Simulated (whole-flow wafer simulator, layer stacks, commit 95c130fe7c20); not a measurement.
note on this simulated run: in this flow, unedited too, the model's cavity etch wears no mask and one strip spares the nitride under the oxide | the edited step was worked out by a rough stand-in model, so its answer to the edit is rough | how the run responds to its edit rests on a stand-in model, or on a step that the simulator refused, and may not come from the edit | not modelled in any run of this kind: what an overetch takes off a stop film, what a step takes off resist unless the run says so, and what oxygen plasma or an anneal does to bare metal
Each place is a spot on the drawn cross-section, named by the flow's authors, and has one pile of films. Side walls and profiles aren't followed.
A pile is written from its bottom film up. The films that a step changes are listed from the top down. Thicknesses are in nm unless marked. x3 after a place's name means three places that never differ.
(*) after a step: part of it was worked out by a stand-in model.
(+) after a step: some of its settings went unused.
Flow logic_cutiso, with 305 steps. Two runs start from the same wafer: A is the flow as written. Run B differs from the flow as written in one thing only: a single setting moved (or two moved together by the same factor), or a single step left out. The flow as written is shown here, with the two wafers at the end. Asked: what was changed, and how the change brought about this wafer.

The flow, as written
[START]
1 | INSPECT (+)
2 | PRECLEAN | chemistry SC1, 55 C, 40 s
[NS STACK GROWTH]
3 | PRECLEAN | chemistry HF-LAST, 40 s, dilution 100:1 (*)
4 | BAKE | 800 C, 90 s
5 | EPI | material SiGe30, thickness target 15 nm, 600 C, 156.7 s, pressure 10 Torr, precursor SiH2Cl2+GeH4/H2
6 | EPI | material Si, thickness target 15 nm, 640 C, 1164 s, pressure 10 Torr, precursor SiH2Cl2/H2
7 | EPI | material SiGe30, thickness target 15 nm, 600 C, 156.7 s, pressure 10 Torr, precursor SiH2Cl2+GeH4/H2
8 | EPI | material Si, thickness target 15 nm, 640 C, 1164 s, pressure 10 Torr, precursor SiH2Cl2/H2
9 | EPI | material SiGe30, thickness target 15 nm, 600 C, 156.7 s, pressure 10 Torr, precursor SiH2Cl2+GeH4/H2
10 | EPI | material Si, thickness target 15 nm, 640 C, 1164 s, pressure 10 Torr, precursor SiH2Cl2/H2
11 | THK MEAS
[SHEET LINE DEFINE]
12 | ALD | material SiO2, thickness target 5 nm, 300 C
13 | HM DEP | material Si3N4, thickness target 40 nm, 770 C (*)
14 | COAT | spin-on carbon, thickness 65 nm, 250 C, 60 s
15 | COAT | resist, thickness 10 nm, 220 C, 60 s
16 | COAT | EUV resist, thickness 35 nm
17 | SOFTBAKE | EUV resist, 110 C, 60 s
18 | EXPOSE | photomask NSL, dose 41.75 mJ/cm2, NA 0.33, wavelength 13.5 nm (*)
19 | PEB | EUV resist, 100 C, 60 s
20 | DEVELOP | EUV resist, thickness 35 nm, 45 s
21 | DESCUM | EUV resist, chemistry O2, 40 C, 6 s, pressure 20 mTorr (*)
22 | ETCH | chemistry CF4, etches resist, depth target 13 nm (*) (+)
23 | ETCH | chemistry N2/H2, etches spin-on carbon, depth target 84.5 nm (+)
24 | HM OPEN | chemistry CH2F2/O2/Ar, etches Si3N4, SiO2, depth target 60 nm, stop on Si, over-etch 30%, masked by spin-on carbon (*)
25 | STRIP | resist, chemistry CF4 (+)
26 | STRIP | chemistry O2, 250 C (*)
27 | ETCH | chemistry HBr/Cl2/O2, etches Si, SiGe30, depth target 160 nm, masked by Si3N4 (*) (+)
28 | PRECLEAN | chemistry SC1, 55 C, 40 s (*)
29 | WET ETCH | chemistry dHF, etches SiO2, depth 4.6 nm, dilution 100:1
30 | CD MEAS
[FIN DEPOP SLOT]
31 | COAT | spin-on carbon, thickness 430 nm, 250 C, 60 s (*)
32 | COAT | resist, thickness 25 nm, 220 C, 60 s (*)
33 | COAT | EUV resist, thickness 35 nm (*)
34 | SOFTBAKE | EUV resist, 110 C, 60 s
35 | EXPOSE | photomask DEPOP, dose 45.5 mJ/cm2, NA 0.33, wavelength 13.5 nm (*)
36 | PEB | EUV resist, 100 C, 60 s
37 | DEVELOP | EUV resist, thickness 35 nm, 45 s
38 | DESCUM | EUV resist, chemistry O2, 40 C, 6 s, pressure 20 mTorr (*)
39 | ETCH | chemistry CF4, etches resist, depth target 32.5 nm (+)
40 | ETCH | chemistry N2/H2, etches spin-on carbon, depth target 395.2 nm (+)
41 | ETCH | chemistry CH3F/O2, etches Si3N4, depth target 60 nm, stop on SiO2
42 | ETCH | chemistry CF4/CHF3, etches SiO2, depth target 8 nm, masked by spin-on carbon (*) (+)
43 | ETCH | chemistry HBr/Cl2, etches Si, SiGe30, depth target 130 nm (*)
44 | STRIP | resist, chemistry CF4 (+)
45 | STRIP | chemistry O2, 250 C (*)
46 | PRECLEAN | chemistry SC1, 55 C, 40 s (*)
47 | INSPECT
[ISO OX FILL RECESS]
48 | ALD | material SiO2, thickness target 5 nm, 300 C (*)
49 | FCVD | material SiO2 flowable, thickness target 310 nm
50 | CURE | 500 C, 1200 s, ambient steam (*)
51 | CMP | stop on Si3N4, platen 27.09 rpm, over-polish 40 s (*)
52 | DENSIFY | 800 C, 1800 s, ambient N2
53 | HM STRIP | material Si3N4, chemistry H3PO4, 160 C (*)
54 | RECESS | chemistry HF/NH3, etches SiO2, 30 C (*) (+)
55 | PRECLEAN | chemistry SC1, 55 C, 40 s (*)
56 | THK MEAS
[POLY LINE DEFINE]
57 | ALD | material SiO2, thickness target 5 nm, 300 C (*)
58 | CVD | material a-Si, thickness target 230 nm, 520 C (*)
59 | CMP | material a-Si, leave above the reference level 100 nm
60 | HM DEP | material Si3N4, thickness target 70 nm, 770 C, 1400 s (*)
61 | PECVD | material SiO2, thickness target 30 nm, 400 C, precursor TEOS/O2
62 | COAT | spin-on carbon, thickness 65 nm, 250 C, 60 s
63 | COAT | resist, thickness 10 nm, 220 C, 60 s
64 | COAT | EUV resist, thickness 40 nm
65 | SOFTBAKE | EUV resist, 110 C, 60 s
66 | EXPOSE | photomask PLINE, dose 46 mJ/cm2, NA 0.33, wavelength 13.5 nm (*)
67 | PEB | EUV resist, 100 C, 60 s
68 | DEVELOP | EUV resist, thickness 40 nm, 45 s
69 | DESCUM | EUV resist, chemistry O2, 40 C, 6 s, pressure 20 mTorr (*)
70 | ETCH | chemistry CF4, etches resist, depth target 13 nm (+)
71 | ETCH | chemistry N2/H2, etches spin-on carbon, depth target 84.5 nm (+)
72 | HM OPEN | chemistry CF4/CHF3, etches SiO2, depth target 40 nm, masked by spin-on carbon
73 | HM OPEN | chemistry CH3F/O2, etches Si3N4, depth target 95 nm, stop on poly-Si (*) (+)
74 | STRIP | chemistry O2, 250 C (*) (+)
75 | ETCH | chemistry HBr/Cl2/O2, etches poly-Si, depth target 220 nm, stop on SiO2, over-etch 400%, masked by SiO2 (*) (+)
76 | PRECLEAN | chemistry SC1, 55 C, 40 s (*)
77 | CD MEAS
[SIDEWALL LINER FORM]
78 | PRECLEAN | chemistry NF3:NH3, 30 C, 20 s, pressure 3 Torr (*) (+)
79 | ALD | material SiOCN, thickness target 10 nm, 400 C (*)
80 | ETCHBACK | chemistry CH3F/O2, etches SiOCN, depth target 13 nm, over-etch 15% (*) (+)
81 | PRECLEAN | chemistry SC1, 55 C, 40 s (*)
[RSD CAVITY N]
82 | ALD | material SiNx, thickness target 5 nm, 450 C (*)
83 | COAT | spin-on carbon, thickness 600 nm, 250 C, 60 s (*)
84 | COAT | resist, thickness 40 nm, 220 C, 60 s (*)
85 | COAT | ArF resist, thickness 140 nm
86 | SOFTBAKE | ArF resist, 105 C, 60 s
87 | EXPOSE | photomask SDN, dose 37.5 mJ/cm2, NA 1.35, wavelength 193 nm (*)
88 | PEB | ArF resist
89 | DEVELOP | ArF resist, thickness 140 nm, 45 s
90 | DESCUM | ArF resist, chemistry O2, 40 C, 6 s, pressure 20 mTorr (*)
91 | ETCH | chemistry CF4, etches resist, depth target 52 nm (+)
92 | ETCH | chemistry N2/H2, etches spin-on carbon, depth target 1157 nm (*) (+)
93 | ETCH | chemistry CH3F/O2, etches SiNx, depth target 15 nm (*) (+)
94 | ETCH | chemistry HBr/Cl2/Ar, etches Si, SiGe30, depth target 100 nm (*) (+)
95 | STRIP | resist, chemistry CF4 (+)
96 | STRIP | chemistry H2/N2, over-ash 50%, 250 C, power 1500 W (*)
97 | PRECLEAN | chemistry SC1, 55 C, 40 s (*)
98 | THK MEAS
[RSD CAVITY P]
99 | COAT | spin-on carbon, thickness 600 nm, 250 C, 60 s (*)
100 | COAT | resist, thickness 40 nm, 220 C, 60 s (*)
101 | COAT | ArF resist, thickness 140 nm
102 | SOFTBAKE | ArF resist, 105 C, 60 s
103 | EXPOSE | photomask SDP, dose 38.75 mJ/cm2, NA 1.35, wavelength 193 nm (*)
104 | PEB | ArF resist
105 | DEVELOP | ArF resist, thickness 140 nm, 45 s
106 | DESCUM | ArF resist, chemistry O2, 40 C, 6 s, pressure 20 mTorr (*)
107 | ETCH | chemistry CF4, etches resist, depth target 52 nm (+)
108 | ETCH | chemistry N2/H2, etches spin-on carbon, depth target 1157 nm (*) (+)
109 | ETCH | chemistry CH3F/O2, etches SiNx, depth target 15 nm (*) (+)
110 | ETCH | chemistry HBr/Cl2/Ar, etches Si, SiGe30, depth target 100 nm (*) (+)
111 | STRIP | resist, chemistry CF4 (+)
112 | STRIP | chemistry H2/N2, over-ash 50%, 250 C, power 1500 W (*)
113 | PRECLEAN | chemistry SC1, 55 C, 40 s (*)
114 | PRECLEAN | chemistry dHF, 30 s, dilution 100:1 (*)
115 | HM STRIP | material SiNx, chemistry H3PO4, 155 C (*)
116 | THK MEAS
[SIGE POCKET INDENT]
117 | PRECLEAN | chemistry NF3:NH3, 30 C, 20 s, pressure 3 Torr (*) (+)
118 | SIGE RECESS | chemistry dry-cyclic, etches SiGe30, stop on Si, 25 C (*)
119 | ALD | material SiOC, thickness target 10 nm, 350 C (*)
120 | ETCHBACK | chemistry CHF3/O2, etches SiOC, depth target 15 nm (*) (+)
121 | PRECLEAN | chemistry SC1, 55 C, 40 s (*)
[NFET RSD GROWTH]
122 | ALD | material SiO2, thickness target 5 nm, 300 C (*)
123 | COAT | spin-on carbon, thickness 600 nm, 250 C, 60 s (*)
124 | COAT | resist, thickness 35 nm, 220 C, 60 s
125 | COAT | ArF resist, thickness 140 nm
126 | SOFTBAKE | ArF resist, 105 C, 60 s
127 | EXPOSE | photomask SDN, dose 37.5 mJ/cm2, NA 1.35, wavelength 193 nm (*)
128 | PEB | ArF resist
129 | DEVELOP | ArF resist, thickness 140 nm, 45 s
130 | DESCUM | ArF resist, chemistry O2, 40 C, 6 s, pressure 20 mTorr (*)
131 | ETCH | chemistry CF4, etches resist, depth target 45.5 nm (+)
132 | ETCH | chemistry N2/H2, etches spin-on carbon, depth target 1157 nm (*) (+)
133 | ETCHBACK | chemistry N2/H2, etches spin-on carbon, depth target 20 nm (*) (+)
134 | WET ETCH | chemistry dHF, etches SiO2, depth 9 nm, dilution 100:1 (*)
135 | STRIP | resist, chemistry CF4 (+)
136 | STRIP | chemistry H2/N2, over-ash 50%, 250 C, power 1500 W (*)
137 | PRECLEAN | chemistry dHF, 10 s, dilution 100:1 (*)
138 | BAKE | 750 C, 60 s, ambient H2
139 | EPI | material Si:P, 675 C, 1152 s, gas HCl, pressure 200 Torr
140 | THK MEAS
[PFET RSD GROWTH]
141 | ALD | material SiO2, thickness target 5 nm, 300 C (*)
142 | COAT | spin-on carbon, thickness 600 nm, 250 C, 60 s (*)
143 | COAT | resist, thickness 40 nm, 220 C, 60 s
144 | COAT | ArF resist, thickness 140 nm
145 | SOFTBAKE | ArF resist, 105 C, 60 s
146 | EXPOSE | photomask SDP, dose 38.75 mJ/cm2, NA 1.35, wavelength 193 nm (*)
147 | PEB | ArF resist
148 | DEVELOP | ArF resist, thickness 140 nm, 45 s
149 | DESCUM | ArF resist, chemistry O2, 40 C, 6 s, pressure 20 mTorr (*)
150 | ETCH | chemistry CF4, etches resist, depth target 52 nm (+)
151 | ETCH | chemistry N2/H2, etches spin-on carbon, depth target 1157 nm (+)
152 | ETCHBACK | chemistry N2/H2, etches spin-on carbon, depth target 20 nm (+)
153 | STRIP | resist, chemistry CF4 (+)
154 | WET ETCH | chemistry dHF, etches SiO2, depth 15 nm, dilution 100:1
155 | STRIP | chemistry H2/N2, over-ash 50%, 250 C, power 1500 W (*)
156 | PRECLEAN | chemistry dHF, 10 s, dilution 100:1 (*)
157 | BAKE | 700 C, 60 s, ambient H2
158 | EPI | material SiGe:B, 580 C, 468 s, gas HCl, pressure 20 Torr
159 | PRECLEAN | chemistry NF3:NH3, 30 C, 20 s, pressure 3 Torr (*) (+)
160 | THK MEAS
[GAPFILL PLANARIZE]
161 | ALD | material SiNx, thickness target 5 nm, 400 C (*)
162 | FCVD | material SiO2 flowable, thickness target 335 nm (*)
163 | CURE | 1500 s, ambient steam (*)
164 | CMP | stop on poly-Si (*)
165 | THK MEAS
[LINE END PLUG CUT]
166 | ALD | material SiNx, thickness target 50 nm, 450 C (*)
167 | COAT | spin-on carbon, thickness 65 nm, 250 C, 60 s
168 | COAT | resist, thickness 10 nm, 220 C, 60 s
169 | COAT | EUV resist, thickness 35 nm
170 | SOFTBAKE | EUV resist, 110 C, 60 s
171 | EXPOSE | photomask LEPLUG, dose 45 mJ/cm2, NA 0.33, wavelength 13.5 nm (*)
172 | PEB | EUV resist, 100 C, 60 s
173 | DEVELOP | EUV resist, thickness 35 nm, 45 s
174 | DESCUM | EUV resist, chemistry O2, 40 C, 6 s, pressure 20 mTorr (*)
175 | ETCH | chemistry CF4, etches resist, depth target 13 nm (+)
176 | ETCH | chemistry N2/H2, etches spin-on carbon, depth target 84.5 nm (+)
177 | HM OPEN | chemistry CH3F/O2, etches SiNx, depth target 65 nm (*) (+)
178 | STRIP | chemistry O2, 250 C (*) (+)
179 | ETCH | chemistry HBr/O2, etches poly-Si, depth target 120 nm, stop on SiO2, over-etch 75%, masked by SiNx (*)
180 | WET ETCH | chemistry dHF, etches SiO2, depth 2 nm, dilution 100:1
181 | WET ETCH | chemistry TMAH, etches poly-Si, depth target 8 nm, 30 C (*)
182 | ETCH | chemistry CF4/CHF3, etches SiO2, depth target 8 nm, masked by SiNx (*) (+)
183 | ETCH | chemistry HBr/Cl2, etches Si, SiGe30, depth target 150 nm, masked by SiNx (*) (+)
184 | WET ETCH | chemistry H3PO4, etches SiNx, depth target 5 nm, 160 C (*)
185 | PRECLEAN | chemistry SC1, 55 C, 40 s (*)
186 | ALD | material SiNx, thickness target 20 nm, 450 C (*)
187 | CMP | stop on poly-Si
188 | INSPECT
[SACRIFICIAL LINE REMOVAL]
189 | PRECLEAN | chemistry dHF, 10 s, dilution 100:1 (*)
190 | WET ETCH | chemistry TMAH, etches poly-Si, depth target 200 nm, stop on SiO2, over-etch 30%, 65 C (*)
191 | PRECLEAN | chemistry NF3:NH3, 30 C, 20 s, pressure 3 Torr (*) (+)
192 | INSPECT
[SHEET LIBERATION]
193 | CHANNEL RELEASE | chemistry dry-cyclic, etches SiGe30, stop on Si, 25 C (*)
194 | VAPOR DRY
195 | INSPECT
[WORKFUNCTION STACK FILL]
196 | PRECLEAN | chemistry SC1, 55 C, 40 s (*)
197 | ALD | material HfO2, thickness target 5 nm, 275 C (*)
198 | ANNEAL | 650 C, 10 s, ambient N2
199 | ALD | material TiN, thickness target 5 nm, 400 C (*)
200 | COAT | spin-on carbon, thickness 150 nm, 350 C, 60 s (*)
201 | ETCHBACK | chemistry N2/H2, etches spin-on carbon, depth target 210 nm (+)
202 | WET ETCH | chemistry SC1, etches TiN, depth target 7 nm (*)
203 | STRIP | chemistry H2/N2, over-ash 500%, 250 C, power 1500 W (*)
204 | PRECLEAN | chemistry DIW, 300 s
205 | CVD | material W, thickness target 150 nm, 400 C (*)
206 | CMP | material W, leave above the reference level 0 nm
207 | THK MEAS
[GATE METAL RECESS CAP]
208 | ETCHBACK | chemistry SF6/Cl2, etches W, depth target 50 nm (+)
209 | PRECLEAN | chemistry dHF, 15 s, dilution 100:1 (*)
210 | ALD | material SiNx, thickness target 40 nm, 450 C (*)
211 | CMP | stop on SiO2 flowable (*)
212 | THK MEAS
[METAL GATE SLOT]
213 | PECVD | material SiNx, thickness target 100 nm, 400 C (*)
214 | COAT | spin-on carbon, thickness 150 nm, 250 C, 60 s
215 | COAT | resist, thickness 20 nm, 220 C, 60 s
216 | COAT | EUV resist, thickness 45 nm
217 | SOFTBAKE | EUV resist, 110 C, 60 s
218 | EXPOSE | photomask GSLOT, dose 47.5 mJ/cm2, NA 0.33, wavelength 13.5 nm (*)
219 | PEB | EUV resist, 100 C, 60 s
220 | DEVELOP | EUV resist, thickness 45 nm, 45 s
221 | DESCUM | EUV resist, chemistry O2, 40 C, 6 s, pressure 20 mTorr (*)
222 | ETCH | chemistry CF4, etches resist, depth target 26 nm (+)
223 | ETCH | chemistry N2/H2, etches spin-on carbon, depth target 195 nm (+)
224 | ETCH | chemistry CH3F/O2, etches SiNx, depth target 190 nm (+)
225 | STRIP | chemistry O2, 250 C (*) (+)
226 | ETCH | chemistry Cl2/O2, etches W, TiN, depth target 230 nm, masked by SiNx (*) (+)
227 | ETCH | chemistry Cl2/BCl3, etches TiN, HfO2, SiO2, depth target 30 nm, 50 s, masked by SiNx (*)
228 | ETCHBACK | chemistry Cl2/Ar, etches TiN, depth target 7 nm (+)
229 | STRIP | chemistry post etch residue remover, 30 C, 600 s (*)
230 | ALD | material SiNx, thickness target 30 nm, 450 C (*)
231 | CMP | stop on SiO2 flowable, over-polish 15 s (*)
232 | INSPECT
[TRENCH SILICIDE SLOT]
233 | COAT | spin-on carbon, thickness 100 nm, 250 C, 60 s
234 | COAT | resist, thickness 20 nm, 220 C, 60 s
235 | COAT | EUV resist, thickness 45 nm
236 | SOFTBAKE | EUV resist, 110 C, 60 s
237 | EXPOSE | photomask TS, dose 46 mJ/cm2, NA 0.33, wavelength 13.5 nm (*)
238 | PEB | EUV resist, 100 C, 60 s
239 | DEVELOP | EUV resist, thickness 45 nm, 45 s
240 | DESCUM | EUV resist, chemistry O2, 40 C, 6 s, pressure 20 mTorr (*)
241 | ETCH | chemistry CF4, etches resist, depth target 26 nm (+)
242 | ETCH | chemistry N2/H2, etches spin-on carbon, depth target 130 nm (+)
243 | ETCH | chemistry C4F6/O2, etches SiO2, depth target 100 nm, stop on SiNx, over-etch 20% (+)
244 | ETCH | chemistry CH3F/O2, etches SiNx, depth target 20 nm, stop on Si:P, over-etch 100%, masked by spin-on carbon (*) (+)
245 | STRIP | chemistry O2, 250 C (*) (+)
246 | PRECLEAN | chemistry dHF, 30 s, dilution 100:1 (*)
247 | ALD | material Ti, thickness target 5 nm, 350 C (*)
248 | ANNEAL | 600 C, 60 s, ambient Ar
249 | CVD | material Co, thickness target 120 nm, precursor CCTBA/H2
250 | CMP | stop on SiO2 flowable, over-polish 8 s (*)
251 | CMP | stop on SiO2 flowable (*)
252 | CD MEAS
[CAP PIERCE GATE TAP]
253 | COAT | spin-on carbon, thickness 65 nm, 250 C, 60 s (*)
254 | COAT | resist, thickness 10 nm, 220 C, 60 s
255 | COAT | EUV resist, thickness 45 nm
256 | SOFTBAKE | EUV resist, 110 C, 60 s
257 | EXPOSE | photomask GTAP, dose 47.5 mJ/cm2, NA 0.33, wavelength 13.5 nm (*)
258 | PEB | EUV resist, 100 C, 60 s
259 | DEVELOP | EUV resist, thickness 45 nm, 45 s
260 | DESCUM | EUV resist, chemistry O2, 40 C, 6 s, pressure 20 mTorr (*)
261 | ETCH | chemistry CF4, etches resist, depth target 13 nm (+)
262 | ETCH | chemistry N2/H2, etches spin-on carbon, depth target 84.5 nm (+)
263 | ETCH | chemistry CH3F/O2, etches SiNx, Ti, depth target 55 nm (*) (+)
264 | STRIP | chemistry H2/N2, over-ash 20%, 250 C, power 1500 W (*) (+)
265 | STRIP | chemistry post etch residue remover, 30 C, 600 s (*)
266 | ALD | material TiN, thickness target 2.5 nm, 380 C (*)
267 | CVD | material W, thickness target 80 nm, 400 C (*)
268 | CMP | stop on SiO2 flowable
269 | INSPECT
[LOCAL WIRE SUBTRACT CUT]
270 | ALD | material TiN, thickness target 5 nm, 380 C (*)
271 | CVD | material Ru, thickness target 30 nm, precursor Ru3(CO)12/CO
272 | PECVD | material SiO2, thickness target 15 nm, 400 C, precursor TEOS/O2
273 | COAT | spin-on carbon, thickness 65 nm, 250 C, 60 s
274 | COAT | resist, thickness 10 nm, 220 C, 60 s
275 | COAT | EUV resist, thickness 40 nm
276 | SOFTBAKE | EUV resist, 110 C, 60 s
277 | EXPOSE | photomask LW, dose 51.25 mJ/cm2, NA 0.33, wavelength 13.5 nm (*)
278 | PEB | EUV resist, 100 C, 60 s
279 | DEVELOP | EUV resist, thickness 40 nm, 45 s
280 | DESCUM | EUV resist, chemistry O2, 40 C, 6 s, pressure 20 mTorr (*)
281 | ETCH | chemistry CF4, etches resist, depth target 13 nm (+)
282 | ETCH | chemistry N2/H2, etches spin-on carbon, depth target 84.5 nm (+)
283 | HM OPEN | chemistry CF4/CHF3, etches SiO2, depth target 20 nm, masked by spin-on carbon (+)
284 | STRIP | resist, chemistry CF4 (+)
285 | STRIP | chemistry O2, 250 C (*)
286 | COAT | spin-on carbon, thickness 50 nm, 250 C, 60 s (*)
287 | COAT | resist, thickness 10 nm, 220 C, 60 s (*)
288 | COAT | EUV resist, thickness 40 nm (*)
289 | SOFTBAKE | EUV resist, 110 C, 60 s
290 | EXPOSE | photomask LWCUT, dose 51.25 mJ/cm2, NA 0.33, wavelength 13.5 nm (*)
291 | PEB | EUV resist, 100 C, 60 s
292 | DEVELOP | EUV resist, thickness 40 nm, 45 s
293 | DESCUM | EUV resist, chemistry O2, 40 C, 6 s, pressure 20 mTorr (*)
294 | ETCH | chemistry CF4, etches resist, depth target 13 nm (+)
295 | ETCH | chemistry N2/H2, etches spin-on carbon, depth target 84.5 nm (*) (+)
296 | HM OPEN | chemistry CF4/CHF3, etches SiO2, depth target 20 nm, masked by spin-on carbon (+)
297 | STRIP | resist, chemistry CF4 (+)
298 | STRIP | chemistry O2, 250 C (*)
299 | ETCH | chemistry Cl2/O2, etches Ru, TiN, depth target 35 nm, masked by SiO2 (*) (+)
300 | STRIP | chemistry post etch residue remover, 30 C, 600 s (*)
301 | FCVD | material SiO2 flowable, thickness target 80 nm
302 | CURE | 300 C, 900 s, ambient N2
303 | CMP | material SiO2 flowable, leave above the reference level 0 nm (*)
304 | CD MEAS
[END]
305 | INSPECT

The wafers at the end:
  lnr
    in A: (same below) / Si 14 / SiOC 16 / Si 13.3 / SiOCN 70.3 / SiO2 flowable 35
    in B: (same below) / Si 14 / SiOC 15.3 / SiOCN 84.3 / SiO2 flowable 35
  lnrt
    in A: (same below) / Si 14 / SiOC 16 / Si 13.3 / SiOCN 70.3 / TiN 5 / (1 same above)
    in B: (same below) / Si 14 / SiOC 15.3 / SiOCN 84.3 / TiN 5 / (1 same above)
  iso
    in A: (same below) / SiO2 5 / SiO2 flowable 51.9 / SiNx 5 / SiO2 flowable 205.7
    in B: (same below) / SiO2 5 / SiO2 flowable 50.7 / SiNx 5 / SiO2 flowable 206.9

Cause: step 75, ETCH: depth target 264 nm was run, though the flow has depth target 220 nm.

The path from the change to this, step by step:
  75 | ETCH | chemistry HBr/Cl2/O2, etches poly-Si, depth target 220 nm, stop on SiO2, over-etch 400%, masked by SiO2 (*) (+)
      lnr, lnrp, lnrt, rsdn, rsdp, rsdw, rsdx: A chemical SiO2 loses 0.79 (all of it), poly-Si loses 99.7 (all of it), SiO2 loses 5 (all of it) | B chemical SiO2 loses 0.79 (all of it), poly-Si loses 99.7 (all of it), SiO2 loses 5 (all of it), chemical SiO2 loses 0.49 (all of it), Si loses 13.9 (all of it)
      iso, lnri: A chemical SiO2 loses 0.79 (all of it), poly-Si loses 189.1 (all of it), SiO2 loses 4.55 | B chemical SiO2 loses 0.79 (all of it), poly-Si loses 189.1 (all of it), SiO2 loses 5 (all of it), SiO2 flowable loses 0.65
  80 | ETCHBACK | chemistry CH3F/O2, etches SiOCN, depth target 13 nm, over-etch 15% (*) (+)
      rsdn, rsdp, rsdw, rsdx: A SiOCN loses 10 (all of it), Si loses 0.7 | B SiOCN loses 10 (all of it), SiGe30 loses 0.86
      lnr, lnrp, lnrt: A SiOCN gains 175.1 | B SiOCN gains 189.1
  94 | ETCH | chemistry HBr/Cl2/Ar, etches Si, SiGe30, depth target 100 nm (*) (+)
      rsdn, rsdx: A chemical SiO2 loses 0.49 (all of it), Si loses 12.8 (all of it), SiGe30 loses 15 (all of it), Si loses 15 (all of it), SiGe30 loses 15 (all of it), Si loses 15 (all of it), SiGe30 loses 15 (all of it), Si loses 12.2 | B chemical SiO2 loses 0.49 (all of it), SiGe30 loses 13.7 (all of it), Si loses 15 (all of it), SiGe30 loses 15 (all of it), Si loses 15 (all of it), SiGe30 loses 15 (all of it), Si loses 26.3
  110 | ETCH | chemistry HBr/Cl2/Ar, etches Si, SiGe30, depth target 100 nm (*) (+)
      rsdp, rsdw: A chemical SiO2 loses 0.49 (all of it), Si loses 12.8 (all of it), SiGe30 loses 15 (all of it), Si loses 15 (all of it), SiGe30 loses 15 (all of it), Si loses 15 (all of it), SiGe30 loses 15 (all of it), Si loses 12.2 | B chemical SiO2 loses 0.49 (all of it), SiGe30 loses 13.7 (all of it), Si loses 15 (all of it), SiGe30 loses 15 (all of it), Si loses 15 (all of it), SiGe30 loses 15 (all of it), Si loses 26.3
  118 | SIGE RECESS | chemistry dry-cyclic, etches SiGe30, stop on Si, 25 C (*)
      lnr, lnrp, lnrt: A SiOCN loses 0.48, Si loses 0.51, cavity gains 16 (new film), SiGe30 loses 15 (all of it), Si loses 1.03, cavity gains 16 (new film), SiGe30 loses 15 (all of it), Si loses 1.03, cavity gains 16 (new film), SiGe30 loses 15 (all of it), Si loses 0.51 | B SiOCN loses 0.48, cavity gains 15.3 (new film), SiGe30 loses 14.8 (all of it), Si loses 1.03, cavity gains 16 (new film), SiGe30 loses 15 (all of it), Si loses 1.03, cavity gains 16 (new film), SiGe30 loses 15 (all of it), Si loses 0.51
  119 | ALD | material SiOC, thickness target 10 nm, 350 C (*)
      lnr, lnrp, lnrt: A SiOC gains 10 (new film), SiOC gains 16 (new film), cavity loses 16 (all of it), SiOC gains 16 (new film), cavity loses 16 (all of it), SiOC gains 16 (new film), cavity loses 16 (all of it) | B SiOC gains 10 (new film), SiOC gains 15.3 (new film), cavity loses 15.3 (all of it), SiOC gains 16 (new film), cavity loses 16 (all of it), SiOC gains 16 (new film), cavity loses 16 (all of it)
  135 | STRIP | resist, chemistry CF4 (+)
      gl: A Si3N4 loses 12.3 | B Si3N4 loses 11.7
  139 | EPI | material Si:P, 675 C, 1152 s, gas HCl, pressure 200 Torr
      rsdn, rsdx: A Si:P gains 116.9 (new film) | B Si:P gains 131 (new film)
  141 | ALD | material SiO2, thickness target 5 nm, 300 C (*)
      gxn: A SiO2 gains 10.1 (new film) | B SiO2 gains 6.14 (new film)
  158 | EPI | material SiGe:B, 580 C, 468 s, gas HCl, pressure 20 Torr
      rsdp, rsdw: A SiGe:B gains 116.8 (new film) | B SiGe:B gains 131 (new film)
  159 | PRECLEAN | chemistry NF3:NH3, 30 C, 20 s, pressure 3 Torr (*) (+)
      gxn: A SiO2 loses 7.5 | B SiO2 loses 4.62 (all of it), Si3N4 loses 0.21
  164 | CMP | stop on poly-Si (*)
      gxn: A SiO2 flowable loses 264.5 (all of it), SiNx loses 5 (all of it), SiO2 loses 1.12 (all of it), Si3N4 loses 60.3 (all of it) | B SiO2 flowable loses 265.5 (all of it), SiNx loses 5 (all of it), Si3N4 loses 60.4 (all of it)
